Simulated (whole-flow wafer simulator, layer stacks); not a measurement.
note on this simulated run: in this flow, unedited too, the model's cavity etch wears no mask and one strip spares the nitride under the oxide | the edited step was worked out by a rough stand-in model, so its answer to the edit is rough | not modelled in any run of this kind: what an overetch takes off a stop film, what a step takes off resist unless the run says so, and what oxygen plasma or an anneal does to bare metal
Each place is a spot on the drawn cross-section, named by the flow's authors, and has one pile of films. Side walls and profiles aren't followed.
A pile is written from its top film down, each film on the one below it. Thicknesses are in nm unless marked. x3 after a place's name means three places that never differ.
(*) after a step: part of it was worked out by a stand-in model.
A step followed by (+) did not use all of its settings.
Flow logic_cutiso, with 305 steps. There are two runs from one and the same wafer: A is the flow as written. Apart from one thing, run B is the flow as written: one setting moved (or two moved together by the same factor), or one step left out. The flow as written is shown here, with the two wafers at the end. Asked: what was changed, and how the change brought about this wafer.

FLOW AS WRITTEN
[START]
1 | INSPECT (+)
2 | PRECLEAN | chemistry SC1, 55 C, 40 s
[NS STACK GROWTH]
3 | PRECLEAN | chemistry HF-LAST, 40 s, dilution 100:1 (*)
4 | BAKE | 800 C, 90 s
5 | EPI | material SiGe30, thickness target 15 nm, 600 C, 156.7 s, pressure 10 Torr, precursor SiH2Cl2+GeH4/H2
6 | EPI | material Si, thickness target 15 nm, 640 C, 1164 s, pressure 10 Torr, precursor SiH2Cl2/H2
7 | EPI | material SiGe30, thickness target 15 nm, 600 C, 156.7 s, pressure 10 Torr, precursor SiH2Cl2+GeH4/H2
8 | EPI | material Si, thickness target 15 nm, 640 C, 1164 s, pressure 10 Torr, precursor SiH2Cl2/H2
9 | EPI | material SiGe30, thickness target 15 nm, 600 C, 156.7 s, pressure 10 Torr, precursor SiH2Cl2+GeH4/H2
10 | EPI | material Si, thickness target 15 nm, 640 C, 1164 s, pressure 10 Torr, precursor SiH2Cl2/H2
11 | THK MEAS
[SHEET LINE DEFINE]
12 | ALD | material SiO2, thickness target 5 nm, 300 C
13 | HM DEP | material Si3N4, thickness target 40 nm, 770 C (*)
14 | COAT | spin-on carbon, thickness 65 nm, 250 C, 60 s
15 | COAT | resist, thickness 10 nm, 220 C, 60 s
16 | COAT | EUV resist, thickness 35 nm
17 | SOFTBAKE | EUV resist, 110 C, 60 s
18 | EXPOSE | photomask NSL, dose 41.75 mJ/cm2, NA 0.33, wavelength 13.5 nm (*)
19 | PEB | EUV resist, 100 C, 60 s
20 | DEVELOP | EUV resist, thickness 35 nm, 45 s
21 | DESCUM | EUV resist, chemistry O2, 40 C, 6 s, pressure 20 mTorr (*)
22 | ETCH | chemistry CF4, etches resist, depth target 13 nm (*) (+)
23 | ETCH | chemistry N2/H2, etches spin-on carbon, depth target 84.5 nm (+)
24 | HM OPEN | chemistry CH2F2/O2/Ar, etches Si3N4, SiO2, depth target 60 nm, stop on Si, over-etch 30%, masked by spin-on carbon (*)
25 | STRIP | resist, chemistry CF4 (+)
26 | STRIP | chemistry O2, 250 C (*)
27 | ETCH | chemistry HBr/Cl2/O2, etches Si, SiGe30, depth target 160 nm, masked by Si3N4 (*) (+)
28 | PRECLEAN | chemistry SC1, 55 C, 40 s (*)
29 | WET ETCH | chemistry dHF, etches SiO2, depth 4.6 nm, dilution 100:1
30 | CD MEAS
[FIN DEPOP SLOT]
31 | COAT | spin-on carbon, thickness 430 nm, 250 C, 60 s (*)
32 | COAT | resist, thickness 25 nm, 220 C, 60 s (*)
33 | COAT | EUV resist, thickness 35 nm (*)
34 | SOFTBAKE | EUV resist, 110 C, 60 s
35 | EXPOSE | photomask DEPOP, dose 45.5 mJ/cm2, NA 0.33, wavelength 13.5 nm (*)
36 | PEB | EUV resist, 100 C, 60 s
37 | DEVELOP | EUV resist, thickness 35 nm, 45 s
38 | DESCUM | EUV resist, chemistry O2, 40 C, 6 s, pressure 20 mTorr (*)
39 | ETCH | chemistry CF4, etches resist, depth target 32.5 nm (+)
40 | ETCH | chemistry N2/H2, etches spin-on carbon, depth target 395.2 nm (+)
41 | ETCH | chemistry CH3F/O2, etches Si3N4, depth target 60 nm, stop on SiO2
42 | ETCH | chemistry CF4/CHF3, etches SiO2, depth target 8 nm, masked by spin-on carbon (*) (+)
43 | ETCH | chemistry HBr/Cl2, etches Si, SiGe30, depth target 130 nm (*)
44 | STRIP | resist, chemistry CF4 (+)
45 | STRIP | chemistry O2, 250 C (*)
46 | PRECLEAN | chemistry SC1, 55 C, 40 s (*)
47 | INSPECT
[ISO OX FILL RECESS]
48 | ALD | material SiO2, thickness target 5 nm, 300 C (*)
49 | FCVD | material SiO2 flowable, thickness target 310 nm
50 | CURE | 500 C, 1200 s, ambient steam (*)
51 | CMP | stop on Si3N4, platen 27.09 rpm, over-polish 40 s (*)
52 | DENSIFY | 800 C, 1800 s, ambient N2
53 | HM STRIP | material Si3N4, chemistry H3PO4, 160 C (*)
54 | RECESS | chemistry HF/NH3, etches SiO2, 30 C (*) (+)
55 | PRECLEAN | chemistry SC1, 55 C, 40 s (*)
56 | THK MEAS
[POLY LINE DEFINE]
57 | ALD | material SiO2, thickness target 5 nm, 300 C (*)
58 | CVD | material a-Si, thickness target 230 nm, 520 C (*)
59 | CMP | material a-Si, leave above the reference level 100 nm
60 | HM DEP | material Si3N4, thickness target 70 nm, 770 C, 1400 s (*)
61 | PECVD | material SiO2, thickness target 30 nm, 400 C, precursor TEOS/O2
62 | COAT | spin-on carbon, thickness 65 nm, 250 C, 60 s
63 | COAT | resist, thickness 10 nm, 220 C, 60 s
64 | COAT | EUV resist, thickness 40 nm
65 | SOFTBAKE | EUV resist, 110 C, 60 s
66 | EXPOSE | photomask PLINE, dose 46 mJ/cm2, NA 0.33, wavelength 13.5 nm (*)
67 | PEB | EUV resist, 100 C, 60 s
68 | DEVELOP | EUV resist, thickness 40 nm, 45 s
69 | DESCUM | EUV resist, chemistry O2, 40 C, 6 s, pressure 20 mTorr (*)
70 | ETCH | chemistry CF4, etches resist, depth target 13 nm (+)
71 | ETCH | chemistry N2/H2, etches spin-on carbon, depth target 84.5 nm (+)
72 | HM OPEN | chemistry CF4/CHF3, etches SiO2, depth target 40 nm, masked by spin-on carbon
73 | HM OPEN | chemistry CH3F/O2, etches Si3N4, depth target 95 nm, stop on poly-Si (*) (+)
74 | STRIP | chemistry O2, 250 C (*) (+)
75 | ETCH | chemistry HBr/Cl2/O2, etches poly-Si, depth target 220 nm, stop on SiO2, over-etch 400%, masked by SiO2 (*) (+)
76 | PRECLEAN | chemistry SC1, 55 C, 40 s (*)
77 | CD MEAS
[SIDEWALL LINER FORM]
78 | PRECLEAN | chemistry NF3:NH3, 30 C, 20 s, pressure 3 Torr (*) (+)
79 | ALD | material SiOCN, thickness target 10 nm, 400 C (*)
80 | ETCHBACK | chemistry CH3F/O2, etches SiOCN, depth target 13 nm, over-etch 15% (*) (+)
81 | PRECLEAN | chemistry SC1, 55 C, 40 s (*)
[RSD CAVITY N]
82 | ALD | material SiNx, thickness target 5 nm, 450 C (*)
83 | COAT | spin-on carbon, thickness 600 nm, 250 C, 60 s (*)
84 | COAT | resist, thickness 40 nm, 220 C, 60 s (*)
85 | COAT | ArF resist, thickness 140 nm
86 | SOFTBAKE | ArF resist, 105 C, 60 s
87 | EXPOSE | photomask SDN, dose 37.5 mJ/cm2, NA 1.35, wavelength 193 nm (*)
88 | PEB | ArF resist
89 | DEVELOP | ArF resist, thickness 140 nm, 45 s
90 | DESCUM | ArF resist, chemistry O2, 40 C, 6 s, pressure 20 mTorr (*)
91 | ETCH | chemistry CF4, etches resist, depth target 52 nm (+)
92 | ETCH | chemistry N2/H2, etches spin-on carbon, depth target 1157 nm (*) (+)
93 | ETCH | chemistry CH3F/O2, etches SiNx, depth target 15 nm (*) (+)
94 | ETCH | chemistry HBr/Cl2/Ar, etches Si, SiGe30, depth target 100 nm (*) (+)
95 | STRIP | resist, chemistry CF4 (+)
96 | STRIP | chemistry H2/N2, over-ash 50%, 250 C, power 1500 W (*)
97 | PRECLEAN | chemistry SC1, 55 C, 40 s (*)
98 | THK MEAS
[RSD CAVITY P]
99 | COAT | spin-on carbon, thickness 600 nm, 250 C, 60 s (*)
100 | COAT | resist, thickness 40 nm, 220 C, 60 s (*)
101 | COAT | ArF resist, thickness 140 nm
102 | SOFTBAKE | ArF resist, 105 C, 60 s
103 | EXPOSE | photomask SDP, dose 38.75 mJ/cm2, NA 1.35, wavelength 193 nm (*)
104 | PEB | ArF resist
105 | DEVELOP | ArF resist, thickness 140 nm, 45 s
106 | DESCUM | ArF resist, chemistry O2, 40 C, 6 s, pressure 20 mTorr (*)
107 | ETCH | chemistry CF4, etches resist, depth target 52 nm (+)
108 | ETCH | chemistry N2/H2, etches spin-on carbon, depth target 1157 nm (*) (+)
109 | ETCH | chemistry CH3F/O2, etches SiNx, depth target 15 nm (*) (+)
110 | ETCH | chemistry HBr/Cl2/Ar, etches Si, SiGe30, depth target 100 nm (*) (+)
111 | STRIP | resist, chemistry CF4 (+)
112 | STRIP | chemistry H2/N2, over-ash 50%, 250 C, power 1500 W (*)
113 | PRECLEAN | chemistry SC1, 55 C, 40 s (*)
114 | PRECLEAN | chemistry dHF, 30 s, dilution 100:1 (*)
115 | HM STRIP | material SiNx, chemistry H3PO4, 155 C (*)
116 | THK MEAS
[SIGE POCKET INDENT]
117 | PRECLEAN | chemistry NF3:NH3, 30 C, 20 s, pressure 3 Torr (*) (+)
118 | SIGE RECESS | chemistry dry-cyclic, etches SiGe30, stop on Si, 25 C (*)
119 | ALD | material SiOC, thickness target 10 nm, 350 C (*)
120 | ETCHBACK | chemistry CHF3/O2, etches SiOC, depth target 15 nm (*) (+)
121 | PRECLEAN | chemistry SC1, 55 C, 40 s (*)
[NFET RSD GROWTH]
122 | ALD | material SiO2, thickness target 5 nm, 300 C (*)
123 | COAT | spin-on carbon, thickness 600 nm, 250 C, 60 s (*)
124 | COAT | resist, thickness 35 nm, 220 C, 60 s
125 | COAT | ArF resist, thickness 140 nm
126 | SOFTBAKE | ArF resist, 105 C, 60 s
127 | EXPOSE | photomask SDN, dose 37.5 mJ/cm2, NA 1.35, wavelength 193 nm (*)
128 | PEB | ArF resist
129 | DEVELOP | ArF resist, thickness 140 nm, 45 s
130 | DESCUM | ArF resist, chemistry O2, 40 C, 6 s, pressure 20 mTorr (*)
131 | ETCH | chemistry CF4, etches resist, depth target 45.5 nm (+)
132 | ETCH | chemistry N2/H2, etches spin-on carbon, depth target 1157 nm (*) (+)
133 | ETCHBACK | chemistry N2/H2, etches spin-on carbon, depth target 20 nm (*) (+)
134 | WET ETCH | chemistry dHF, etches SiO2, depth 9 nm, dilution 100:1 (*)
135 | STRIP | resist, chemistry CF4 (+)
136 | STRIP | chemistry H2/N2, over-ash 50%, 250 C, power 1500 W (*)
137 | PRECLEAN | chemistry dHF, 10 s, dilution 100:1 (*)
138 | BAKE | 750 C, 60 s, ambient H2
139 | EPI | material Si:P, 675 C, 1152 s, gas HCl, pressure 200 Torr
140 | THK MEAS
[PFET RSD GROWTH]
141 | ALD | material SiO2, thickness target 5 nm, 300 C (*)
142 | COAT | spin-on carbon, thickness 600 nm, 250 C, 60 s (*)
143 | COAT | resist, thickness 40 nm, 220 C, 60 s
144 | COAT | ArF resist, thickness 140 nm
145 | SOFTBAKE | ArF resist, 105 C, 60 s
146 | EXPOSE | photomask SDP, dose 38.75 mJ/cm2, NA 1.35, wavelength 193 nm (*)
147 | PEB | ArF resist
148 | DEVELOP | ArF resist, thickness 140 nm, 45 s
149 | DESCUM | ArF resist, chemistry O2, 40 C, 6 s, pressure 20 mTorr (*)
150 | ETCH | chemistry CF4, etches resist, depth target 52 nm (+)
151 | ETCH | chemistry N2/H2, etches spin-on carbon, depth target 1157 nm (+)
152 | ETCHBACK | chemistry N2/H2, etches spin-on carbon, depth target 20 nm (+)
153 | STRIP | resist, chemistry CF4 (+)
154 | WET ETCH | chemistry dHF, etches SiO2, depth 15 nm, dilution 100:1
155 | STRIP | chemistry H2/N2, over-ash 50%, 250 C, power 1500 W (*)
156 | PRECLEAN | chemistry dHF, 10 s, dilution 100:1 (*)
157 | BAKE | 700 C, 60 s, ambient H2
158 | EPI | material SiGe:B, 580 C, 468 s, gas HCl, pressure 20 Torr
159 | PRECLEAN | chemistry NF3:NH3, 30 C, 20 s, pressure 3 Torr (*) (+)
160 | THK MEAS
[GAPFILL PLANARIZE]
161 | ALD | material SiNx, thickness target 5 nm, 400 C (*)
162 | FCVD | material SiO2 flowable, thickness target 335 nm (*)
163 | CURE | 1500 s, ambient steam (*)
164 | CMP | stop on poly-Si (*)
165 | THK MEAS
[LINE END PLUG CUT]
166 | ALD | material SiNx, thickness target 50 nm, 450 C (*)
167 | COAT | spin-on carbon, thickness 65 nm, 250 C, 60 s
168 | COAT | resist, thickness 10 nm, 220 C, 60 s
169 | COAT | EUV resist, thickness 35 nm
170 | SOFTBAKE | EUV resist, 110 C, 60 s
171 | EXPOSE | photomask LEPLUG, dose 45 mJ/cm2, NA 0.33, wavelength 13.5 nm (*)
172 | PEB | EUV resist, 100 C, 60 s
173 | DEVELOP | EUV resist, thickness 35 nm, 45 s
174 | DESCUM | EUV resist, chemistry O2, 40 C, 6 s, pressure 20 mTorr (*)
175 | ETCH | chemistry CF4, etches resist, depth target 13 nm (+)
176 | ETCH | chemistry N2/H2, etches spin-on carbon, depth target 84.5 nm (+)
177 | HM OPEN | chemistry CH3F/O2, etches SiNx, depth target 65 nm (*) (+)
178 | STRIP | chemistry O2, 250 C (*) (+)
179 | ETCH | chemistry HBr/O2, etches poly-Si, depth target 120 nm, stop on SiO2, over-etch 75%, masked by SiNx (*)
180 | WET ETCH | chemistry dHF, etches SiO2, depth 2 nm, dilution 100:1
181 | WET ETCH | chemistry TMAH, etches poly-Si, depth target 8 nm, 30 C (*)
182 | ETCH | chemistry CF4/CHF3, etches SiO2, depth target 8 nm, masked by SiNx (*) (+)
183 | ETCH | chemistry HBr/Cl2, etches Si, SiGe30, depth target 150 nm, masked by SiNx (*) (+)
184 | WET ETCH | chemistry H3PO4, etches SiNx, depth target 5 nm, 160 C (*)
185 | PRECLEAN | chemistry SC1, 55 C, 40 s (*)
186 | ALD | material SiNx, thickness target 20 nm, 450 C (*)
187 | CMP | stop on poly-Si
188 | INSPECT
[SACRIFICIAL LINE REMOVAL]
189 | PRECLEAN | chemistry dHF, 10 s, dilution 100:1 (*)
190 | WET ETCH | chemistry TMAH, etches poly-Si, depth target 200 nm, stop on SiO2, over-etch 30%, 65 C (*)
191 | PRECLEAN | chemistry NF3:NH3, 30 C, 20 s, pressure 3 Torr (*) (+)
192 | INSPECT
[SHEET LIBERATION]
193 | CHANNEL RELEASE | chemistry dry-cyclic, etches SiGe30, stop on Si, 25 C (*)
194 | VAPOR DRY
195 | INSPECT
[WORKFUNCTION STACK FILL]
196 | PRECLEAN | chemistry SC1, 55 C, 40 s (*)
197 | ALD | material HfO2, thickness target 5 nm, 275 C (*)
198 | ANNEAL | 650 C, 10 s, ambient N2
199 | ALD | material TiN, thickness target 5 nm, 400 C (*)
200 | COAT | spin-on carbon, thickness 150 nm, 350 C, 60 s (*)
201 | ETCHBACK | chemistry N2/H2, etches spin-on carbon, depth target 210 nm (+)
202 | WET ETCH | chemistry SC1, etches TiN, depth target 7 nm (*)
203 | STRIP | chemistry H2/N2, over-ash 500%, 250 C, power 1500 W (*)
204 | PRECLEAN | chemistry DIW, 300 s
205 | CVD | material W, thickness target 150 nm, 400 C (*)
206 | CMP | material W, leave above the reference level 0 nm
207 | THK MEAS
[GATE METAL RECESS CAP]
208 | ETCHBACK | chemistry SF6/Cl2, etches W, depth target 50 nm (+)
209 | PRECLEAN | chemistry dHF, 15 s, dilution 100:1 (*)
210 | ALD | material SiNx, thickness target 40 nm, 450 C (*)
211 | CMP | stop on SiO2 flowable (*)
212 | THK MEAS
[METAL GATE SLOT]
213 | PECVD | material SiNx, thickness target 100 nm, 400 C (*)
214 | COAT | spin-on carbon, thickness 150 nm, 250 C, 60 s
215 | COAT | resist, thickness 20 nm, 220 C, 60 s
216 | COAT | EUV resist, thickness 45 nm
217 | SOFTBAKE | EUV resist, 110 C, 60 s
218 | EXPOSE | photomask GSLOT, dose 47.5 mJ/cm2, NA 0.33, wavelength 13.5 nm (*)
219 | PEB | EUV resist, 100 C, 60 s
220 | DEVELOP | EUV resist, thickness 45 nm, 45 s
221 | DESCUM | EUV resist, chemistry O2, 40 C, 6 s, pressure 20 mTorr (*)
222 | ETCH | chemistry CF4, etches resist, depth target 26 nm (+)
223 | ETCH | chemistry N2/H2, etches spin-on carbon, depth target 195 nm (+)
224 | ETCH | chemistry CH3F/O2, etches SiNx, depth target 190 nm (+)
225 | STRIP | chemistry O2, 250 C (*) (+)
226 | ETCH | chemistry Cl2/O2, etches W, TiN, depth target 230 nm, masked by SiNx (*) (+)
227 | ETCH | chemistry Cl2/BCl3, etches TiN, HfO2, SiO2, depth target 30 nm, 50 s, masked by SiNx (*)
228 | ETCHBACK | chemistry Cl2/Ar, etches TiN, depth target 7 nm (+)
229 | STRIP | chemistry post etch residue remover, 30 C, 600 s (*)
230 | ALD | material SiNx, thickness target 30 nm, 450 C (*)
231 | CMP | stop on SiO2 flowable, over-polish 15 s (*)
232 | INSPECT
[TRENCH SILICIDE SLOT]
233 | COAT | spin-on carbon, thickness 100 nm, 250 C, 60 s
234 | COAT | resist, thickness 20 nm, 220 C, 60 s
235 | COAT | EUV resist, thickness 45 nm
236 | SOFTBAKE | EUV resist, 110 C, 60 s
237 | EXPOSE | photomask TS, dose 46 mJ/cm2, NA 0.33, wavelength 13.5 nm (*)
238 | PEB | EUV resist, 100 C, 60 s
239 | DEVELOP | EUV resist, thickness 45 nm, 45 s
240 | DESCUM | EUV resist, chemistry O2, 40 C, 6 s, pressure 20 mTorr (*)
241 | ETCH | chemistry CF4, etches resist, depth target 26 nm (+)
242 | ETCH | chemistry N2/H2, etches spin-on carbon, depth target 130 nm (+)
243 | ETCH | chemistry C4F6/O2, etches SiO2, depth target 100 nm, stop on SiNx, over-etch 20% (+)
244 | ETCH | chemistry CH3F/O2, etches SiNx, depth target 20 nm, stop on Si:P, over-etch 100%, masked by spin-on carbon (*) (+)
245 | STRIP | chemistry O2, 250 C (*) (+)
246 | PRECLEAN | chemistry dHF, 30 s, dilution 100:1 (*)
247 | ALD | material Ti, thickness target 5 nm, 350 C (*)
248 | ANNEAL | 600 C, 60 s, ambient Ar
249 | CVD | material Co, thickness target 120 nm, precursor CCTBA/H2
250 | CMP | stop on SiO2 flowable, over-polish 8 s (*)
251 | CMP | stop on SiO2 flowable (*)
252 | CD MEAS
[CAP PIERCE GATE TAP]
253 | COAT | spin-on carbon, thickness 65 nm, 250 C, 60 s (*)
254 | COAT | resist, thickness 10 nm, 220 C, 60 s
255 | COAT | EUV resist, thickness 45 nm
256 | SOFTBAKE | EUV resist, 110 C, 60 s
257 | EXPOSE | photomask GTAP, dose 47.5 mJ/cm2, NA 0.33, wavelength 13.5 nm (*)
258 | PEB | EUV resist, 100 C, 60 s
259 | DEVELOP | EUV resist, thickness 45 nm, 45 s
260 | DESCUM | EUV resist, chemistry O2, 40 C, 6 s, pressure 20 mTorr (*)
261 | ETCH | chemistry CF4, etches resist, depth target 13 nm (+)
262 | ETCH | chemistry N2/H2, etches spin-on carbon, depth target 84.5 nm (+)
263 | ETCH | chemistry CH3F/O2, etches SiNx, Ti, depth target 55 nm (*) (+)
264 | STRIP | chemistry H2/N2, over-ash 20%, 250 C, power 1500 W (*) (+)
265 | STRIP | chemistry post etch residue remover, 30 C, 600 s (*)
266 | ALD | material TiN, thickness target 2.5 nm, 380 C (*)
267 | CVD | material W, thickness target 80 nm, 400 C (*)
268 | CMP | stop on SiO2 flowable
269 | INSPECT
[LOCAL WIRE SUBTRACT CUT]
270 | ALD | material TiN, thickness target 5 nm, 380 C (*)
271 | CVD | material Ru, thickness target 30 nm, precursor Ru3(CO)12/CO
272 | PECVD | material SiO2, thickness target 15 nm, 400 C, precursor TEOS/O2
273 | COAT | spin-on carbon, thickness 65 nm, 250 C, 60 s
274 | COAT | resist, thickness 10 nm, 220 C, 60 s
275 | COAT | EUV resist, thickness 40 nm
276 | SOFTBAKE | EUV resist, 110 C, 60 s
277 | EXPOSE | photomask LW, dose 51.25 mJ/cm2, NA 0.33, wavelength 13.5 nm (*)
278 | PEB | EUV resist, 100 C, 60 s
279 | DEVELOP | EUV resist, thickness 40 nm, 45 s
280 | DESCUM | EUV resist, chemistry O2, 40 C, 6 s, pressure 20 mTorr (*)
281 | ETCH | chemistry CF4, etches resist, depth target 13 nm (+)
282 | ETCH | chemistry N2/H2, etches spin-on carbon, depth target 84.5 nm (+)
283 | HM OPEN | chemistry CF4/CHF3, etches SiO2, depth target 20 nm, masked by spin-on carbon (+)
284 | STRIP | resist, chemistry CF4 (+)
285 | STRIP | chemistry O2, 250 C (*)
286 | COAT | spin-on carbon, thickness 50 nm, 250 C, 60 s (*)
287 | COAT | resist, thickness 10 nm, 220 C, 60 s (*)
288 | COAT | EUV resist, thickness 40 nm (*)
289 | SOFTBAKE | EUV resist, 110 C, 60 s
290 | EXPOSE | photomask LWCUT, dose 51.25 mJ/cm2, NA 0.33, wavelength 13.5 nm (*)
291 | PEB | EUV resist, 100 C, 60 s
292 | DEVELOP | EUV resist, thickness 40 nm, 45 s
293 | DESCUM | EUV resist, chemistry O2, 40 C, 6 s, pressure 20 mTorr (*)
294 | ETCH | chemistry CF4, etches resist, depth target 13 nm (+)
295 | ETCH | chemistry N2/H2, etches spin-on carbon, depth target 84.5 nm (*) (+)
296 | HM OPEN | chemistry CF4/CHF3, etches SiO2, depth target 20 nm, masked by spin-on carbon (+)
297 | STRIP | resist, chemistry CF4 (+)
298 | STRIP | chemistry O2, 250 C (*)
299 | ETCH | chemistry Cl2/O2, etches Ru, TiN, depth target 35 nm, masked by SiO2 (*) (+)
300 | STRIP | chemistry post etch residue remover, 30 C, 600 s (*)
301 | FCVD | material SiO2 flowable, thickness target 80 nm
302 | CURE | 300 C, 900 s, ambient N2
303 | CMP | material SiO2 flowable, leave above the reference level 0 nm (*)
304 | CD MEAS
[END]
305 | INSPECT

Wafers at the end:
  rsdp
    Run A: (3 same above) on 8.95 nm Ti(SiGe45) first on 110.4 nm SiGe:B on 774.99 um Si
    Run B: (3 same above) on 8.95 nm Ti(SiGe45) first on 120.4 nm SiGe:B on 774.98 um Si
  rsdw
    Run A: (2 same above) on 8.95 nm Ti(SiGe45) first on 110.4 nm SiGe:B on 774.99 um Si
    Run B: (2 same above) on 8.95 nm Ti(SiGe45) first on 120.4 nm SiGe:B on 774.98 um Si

Cause: step 110, ETCH: depth target 110 nm was run, though the flow has depth target 100 nm.

The path from the change to this, step by step:
  110 | ETCH | chemistry HBr/Cl2/Ar, etches Si, SiGe30, depth target 100 nm (*) (+)
      rsdp, rsdw: A -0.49 chemical SiO2 (all of it), -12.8 Si (all of it), -15 SiGe30 (all of it), -15 Si (all of it), -15 SiGe30 (all of it), -15 Si (all of it), -15 SiGe30 (all of it), -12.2 Si | B -0.49 chemical SiO2 (all of it), -12.8 Si (all of it), -15 SiGe30 (all of it), -15 Si (all of it), -15 SiGe30 (all of it), -15 Si (all of it), -15 SiGe30 (all of it), -22.2 Si
  158 | EPI | material SiGe:B, 580 C, 468 s, gas HCl, pressure 20 Torr
      rsdp, rsdw: A +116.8 SiGe:B (new film) | B +126.8 SiGe:B (new film)
